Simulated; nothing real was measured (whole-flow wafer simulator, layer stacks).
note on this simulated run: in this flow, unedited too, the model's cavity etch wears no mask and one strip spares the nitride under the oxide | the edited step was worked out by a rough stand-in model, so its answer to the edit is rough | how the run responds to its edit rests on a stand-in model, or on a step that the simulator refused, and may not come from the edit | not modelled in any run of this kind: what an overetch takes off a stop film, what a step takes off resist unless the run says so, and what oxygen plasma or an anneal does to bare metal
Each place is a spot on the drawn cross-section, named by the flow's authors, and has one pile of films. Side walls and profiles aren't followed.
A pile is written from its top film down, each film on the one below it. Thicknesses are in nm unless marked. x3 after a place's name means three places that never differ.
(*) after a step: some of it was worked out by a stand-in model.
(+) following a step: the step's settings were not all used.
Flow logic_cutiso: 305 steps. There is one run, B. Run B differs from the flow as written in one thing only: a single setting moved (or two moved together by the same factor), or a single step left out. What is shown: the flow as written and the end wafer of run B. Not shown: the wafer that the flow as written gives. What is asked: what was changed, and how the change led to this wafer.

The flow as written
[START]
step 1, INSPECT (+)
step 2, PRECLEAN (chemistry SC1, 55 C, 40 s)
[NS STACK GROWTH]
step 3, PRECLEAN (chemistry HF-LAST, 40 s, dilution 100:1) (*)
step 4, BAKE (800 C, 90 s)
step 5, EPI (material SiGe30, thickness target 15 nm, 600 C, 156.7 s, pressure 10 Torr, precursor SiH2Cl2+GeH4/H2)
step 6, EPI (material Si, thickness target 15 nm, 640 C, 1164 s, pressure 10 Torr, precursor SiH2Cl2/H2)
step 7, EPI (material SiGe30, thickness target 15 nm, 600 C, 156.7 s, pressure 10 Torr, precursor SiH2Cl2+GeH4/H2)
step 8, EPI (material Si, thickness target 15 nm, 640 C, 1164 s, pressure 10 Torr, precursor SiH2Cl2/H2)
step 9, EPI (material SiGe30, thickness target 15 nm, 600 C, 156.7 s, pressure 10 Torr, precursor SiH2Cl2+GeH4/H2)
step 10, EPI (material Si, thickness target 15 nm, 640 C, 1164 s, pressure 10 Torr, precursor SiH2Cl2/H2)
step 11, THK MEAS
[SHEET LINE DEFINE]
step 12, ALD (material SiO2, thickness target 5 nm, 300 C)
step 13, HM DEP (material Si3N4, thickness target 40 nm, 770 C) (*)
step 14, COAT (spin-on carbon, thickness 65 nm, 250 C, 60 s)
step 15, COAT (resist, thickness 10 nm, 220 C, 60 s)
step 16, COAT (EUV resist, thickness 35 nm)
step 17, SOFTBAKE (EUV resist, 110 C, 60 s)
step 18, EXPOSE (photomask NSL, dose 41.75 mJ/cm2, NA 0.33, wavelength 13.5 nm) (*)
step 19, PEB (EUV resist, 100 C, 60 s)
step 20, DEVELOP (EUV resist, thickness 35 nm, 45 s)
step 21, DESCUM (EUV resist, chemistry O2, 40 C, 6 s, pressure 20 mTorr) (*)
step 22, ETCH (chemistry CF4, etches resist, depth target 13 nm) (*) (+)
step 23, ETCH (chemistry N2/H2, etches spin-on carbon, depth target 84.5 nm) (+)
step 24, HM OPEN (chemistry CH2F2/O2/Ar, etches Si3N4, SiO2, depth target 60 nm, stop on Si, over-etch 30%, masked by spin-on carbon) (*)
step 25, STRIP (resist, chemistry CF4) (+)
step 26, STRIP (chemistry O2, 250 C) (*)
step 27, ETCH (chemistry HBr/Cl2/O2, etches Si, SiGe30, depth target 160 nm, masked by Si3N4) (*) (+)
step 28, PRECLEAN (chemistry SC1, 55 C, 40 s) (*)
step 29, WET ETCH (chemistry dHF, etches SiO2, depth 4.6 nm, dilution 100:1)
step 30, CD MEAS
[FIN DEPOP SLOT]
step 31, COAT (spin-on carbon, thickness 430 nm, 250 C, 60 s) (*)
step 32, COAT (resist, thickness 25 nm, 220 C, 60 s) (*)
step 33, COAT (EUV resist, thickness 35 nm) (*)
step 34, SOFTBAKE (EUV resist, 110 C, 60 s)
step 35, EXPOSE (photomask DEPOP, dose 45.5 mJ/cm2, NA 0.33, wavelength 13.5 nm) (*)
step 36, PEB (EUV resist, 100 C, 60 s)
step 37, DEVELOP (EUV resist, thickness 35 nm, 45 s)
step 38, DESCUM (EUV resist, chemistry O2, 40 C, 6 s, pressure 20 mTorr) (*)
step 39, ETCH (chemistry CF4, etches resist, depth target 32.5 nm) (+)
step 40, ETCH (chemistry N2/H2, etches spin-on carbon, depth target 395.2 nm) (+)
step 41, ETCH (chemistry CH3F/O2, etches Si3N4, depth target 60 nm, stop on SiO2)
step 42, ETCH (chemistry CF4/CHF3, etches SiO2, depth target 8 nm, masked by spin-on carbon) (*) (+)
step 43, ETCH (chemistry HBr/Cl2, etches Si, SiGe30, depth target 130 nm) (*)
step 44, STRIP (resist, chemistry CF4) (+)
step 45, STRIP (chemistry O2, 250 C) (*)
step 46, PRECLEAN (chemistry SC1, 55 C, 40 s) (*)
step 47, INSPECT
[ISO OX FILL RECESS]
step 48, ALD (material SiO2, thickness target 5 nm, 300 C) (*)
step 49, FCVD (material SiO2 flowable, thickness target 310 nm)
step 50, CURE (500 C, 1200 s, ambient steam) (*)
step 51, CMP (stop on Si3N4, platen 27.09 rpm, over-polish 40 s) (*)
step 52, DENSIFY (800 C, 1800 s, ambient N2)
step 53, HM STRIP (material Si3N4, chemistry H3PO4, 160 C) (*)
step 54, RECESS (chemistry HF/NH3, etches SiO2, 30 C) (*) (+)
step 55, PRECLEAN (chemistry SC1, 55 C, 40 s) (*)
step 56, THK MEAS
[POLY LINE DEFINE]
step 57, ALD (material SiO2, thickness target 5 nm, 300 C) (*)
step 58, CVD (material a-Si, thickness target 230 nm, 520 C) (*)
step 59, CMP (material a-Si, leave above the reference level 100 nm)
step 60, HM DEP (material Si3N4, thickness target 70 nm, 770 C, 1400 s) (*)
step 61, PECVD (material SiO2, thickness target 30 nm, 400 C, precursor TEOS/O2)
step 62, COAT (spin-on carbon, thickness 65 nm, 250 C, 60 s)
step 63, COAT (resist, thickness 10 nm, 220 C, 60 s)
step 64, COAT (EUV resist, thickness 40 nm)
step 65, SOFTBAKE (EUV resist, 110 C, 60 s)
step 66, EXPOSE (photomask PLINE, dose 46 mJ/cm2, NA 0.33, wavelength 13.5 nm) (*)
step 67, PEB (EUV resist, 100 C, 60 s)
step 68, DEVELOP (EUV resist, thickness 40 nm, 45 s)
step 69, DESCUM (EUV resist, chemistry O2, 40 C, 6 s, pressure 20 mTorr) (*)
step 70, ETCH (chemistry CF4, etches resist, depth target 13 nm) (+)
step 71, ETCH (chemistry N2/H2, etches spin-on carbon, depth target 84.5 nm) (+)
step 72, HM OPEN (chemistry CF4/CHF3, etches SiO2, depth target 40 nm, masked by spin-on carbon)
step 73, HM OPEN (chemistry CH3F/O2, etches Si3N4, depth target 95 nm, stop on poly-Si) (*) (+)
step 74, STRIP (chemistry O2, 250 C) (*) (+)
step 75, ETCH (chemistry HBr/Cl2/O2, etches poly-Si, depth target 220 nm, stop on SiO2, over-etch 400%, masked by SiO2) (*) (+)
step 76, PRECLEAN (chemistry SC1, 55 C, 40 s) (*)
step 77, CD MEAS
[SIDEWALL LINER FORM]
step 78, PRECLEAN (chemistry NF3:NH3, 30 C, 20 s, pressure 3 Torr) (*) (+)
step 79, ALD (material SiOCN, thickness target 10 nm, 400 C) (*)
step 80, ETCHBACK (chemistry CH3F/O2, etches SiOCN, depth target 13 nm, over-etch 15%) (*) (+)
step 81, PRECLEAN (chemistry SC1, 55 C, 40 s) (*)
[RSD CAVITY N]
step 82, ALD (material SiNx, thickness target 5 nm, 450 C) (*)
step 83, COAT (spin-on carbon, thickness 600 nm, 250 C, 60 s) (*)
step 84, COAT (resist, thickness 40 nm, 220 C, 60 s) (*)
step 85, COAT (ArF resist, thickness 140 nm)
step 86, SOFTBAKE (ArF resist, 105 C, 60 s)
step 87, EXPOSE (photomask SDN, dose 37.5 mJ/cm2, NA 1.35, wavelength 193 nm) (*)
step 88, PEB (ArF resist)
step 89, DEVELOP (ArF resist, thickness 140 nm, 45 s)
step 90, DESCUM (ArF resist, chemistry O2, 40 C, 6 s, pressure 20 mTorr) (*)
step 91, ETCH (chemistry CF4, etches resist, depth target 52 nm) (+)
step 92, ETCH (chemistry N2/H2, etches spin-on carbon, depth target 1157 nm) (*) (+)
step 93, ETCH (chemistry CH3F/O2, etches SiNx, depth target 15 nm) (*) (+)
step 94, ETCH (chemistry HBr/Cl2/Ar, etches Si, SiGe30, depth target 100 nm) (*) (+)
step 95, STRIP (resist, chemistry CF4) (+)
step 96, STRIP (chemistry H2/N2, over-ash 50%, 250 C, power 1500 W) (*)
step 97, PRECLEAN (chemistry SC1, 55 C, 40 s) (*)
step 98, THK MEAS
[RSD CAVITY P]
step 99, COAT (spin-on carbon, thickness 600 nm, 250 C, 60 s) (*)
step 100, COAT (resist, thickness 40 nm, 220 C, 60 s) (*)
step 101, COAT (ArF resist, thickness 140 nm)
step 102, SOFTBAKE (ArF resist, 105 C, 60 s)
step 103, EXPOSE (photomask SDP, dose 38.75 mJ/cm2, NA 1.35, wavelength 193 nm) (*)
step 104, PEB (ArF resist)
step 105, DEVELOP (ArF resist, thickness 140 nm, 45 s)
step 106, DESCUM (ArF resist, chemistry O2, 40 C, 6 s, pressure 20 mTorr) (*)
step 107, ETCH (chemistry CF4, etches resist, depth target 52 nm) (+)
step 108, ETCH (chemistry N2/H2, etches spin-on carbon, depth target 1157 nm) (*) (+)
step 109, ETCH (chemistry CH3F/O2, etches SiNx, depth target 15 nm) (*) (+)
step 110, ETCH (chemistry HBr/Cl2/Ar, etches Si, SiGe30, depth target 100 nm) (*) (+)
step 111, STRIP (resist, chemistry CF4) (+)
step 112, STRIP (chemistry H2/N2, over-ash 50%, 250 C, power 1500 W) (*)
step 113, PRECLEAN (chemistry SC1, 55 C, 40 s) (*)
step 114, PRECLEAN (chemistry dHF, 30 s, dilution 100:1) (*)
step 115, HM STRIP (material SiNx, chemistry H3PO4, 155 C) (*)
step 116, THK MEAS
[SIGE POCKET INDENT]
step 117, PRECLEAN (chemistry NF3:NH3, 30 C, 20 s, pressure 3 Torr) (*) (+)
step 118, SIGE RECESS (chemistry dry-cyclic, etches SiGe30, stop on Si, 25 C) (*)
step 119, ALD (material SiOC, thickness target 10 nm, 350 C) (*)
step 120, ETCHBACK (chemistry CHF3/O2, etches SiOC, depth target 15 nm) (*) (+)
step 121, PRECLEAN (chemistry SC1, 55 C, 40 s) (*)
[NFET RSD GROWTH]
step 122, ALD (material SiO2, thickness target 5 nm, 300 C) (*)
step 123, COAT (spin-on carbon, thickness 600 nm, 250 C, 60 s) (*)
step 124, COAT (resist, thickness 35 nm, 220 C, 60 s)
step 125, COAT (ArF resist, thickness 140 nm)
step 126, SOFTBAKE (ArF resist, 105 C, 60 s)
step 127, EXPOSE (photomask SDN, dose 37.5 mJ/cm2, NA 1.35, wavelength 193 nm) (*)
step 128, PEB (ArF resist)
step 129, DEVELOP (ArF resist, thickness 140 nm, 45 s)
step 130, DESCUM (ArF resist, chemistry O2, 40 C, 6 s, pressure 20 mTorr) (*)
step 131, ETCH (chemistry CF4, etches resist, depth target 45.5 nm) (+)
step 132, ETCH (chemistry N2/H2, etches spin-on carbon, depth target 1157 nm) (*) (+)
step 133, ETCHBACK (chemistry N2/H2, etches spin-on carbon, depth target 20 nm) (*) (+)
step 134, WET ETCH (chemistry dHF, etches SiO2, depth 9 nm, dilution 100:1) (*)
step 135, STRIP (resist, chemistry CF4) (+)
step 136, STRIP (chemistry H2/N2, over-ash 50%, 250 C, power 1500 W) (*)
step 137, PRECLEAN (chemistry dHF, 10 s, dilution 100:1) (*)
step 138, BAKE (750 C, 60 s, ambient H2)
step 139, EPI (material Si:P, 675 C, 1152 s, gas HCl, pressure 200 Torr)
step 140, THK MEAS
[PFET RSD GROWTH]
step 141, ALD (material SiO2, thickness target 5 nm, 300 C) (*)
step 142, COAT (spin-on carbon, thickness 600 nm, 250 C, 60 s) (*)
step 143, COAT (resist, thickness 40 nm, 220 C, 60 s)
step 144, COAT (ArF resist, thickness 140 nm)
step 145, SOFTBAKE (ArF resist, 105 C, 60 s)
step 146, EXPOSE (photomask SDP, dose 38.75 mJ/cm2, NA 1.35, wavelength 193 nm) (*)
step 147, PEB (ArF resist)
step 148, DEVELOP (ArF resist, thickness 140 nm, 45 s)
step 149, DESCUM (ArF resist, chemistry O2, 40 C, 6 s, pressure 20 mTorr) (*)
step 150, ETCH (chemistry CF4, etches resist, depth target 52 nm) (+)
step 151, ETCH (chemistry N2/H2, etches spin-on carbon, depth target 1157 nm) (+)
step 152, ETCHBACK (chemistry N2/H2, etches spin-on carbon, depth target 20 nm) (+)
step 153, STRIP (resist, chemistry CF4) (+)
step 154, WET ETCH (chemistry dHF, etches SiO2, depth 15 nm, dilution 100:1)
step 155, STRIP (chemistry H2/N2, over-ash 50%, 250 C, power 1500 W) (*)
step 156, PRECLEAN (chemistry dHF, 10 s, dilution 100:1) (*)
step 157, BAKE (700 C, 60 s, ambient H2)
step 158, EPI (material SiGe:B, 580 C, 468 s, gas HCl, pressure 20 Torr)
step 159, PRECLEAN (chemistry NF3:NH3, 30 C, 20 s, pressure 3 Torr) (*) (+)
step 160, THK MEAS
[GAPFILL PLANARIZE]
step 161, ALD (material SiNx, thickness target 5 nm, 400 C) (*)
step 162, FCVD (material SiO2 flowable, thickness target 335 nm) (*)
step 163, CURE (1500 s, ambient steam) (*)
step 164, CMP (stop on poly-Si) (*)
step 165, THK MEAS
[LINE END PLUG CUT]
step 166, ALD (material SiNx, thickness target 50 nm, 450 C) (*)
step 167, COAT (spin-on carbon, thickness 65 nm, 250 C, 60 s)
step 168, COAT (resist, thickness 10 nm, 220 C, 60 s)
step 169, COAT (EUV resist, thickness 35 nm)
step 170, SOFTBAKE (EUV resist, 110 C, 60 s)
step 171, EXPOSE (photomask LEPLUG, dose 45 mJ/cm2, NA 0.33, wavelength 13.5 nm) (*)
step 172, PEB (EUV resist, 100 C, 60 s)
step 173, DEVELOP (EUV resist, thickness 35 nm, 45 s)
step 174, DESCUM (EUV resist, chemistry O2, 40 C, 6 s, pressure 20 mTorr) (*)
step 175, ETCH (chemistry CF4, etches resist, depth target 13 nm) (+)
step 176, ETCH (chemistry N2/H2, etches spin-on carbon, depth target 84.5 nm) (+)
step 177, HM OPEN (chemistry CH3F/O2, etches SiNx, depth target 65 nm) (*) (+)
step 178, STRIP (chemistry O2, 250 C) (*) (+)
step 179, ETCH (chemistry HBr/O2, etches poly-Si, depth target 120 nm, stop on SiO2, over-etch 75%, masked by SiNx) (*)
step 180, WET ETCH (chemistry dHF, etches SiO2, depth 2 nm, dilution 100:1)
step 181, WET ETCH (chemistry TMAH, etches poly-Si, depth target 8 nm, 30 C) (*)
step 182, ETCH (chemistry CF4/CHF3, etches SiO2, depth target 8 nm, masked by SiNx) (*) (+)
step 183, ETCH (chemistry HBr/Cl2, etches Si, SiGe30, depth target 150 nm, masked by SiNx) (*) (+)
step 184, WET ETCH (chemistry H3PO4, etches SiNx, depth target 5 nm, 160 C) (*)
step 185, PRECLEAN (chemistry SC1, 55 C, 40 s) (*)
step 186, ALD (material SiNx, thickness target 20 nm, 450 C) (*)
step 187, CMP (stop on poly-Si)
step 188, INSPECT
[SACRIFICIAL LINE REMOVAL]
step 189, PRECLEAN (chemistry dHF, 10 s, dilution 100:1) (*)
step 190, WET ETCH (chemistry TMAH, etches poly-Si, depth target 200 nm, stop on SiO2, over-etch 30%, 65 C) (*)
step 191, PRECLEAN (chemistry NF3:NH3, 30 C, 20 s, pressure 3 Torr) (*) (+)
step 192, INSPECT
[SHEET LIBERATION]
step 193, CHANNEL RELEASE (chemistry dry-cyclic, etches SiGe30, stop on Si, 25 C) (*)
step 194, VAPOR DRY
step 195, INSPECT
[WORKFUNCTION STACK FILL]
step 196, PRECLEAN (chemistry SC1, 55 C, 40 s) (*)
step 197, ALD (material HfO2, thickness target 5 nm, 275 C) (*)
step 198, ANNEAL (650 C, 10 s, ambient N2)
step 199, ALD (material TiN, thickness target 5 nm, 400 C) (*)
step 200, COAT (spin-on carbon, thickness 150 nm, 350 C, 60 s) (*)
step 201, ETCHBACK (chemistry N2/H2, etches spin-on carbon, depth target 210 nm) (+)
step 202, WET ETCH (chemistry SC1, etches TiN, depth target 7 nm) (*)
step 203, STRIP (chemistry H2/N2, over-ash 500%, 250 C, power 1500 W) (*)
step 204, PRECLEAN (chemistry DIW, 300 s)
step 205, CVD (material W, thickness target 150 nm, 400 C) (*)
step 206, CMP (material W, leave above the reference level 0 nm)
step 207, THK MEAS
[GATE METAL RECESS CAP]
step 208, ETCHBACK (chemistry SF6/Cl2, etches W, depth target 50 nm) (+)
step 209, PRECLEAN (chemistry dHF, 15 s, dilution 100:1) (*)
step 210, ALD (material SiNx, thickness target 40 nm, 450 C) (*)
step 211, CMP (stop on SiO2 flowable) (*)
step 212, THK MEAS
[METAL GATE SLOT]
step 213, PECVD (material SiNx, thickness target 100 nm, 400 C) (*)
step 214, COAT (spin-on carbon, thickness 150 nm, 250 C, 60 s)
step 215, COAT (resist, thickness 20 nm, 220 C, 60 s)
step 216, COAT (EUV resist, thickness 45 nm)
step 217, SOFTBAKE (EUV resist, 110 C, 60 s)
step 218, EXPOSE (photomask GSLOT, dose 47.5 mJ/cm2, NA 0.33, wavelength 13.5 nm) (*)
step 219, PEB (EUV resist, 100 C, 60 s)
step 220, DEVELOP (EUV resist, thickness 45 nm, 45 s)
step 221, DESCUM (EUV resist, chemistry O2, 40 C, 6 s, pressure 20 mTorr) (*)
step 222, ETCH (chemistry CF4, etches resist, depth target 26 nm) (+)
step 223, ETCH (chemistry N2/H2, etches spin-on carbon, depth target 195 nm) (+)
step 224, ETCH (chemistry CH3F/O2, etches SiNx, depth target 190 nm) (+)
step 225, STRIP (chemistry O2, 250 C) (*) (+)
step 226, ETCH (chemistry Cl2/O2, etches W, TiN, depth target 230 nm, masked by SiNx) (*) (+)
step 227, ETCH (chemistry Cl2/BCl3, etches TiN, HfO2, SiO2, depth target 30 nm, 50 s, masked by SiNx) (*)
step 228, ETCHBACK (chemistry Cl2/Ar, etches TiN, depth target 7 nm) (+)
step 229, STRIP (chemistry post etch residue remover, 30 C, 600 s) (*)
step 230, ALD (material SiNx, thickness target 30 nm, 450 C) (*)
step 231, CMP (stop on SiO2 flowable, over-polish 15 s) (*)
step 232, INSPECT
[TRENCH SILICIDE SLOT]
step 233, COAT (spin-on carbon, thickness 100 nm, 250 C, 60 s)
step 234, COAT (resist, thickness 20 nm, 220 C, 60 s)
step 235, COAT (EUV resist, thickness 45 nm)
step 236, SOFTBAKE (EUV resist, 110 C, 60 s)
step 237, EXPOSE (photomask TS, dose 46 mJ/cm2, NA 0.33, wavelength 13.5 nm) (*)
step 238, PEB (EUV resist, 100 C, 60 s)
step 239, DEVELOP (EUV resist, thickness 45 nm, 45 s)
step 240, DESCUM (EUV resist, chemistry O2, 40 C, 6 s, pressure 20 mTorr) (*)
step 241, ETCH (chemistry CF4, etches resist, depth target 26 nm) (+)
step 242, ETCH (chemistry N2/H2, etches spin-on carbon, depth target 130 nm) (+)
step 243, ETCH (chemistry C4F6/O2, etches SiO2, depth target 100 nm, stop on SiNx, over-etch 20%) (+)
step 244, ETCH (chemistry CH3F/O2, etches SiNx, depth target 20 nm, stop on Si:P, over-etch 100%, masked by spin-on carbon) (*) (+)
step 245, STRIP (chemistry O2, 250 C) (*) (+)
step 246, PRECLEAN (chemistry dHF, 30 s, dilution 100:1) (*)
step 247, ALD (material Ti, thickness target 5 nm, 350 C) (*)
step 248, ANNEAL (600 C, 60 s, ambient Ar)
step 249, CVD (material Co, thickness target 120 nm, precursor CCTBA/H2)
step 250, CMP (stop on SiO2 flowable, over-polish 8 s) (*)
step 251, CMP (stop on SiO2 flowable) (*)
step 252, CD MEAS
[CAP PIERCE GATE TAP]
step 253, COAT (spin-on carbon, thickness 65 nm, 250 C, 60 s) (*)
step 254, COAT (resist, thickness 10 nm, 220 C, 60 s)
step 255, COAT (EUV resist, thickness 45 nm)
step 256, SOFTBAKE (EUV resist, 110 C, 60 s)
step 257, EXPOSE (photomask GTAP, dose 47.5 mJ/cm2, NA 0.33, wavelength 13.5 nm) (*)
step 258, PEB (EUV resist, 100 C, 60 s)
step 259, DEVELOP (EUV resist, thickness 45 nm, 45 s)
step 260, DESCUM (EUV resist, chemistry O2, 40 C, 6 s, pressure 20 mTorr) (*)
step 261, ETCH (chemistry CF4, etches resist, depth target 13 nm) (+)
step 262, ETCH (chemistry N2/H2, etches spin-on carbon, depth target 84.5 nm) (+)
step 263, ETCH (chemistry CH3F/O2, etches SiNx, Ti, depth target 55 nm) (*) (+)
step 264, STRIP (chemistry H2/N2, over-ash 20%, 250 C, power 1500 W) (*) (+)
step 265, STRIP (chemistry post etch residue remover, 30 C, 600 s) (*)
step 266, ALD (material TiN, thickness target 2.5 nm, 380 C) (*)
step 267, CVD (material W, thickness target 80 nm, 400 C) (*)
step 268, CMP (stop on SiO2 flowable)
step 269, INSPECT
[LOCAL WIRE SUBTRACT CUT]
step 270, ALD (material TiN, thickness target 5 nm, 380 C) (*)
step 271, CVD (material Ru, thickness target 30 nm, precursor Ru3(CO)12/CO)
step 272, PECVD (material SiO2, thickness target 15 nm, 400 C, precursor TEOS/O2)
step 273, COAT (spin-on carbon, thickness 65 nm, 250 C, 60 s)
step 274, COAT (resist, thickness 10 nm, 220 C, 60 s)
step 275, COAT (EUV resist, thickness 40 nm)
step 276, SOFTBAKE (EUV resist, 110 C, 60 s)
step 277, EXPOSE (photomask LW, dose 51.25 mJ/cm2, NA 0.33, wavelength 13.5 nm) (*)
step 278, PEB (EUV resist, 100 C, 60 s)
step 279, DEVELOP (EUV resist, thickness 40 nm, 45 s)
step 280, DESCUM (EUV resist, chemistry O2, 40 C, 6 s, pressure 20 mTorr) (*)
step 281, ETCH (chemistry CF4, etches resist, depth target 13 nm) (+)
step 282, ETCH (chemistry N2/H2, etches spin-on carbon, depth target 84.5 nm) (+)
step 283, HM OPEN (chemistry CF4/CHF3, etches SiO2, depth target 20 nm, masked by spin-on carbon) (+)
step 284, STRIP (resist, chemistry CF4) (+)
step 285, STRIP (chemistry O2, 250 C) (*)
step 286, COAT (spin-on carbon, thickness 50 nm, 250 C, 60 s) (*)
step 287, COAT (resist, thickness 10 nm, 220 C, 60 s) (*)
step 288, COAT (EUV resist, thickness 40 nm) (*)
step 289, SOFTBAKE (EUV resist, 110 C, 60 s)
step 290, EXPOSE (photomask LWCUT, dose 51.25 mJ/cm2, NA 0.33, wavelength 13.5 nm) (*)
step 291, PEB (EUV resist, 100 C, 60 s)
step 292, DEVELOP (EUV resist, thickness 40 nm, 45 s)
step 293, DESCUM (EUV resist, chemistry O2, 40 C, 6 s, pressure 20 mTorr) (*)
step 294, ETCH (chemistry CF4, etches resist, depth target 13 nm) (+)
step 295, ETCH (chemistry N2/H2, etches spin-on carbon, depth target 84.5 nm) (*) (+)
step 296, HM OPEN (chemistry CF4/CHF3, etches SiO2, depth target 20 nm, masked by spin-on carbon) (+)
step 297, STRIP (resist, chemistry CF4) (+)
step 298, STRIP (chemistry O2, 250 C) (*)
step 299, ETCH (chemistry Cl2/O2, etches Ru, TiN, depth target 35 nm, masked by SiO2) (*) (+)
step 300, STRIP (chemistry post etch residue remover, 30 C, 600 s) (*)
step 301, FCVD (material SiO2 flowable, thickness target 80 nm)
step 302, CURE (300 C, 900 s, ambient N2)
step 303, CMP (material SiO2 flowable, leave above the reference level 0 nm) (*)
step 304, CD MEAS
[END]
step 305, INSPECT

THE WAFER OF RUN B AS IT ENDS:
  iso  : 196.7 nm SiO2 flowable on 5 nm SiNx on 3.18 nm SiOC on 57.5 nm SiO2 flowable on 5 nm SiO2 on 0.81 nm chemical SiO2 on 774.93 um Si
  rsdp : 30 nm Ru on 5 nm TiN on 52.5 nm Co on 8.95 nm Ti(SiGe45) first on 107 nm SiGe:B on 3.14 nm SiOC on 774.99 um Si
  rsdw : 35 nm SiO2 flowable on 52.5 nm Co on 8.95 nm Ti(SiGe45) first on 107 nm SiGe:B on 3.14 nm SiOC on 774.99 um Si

The reason: step 120, ETCHBACK: depth target 6.8 nm was run, while the flow as written has depth target 15 nm.

Step by step, how the change led to this:
  step 120, ETCHBACK (chemistry CHF3/O2, etches SiOC, depth target 15 nm) (*) (+)
      depop, dpovl, gfld, gxf, isow, ns, nsgap, plug: -6.8 SiOC (in the flow as written it would be: -10 SiOC (all of it), -5 SiO2)
      lnr, lnri, lnrp, lnrt: -6.8 SiOC (in the flow as written it would be: -10 SiOC (all of it), -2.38 SiOCN)
      (as well as at 10 more places)
  step 122, ALD (material SiO2, thickness target 5 nm, 300 C) (*)
      depop, dpovl, gfld, gxf, isow, ns, nsgap, plug: +5 SiO2 (new film) (in the flow as written it would be: +5 SiO2)
      gxn: +5 SiO2 (new film) (in the flow as written it would be: +6.76 SiO2 (new film))
      (as well as at 1 more place)
  step 123, COAT (spin-on carbon, thickness 600 nm, 250 C, 60 s) (*)
      gfld, gxf, plug: +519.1 spin-on carbon (new film) (in the flow as written it would be: +501.8 spin-on carbon (new film))
      lnr, lnrp, lnrt: +521.7 spin-on carbon (new film) (in the flow as written it would be: +501.8 spin-on carbon (new film))
      (as well as at 11 more places)
  step 132, ETCH (chemistry N2/H2, etches spin-on carbon, depth target 1157 nm) (*) (+)
      gl, tap: -519.2 spin-on carbon (all of it), -5 SiO2 (all of it), -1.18 SiOC (in the flow as written it would be: -501.7 spin-on carbon (all of it), -5 SiO2 (all of it), -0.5 Si3N4)
      lnr, lnrt: -516.4 spin-on carbon (all of it), -5 SiO2 (all of it), -1.25 SiOC (in the flow as written it would be: -496.5 spin-on carbon (all of it), -5 SiO2 (all of it), -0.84 SiOCN)
      (as well as at 18 more places)
  step 133, ETCHBACK (chemistry N2/H2, etches spin-on carbon, depth target 20 nm) (*) (+)
      gl, tap: -1.18 SiOC (in the flow as written it would be: -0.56 Si3N4)
      lnr, lnrt: -1.18 SiOC (in the flow as written it would be: -0.83 SiOCN)
      (as well as at 1 more place)
  step 134, WET ETCH (chemistry dHF, etches SiO2, depth 9 nm, dilution 100:1) (*)
      lnr, lnrt: -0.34 SiOC (in the flow as written it would be: -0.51 SiOCN)
  step 135, STRIP (resist, chemistry CF4) (+)
      lnr, lnrt: -0.43 SiOC (all of it) (in the flow as written it would be: -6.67 SiOCN)
      rsdn, rsdx: -3 SiOC (all of it) (in the flow as written it would be: nothing)
      (as well as at 18 more places)
  step 136, STRIP (chemistry H2/N2, over-ash 50%, 250 C, power 1500 W) (*)
      gfld, gxf, plug: -519.1 spin-on carbon (all of it) (in the flow as written it would be: -501.8 spin-on carbon (all of it))
      rsdp, rsdw: -805.7 spin-on carbon (all of it) (in the flow as written it would be: -783.2 spin-on carbon (all of it))
      (as well as at 5 more places)
  step 137, PRECLEAN (chemistry dHF, 10 s, dilution 100:1) (*)
      gl, gxn, tap: -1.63 SiO2 (in the flow as written it would be: -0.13 Si3N4)
  step 141, ALD (material SiO2, thickness target 5 nm, 300 C) (*)
      gl, tap: +5 SiO2 (in the flow as written it would be: +5 SiO2 (new film))
      gxn: +7.47 SiO2 (in the flow as written it would be: +10.1 SiO2 (new film))
  step 142, COAT (spin-on carbon, thickness 600 nm, 250 C, 60 s) (*)
      gfld, gxf, plug: +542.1 spin-on carbon (new film) (in the flow as written it would be: +525.3 spin-on carbon (new film))
      lnr, lnrt: +551.7 spin-on carbon (new film) (in the flow as written it would be: +537.9 spin-on carbon (new film))
      (as well as at 10 more places)
  step 151, ETCH (chemistry N2/H2, etches spin-on carbon, depth target 1157 nm) (+)
      depop, dpovl, gfld and 14 more: -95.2 ArF resist (all of it), -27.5 resist (in the flow as written it would be: -95.2 ArF resist (all of it), -26.7 resist)
      rsdp, rsdw: -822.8 spin-on carbon (all of it) (in the flow as written it would be: -800.8 spin-on carbon (all of it))
      (as well as at 3 more places)
  step 153, STRIP (resist, chemistry CF4) (+)
      depop, dpovl, gfld and 14 more: -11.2 resist (all of it) (in the flow as written it would be: -12 resist (all of it))
      gxp: -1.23 SiO2 (all of it) (in the flow as written it would be: -3.06 SiO2 (all of it))
  step 155, STRIP (chemistry H2/N2, over-ash 50%, 250 C, power 1500 W) (*)
      gfld, gxf, plug: -542.1 spin-on carbon (all of it) (in the flow as written it would be: -525.3 spin-on carbon (all of it))
      lnr, lnrt: -551.7 spin-on carbon (all of it) (in the flow as written it would be: -537.9 spin-on carbon (all of it))
      (as well as at 5 more places)
  step 156, PRECLEAN (chemistry dHF, 10 s, dilution 100:1) (*)
      lnrp: -0.06 SiOC (in the flow as written it would be: -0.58 SiOCN)
  step 158, EPI (material SiGe:B, 580 C, 468 s, gas HCl, pressure 20 Torr)
      rsdp, rsdw: +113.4 SiGe:B (new film) (in the flow as written it would be: +116.8 SiGe:B (new film))
  ... 5 further steps ...
  step 251, CMP (stop on SiO2 flowable) (*)
      rsdx: -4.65 Ti (in the flow as written it would be: -5 Ti (all of it))
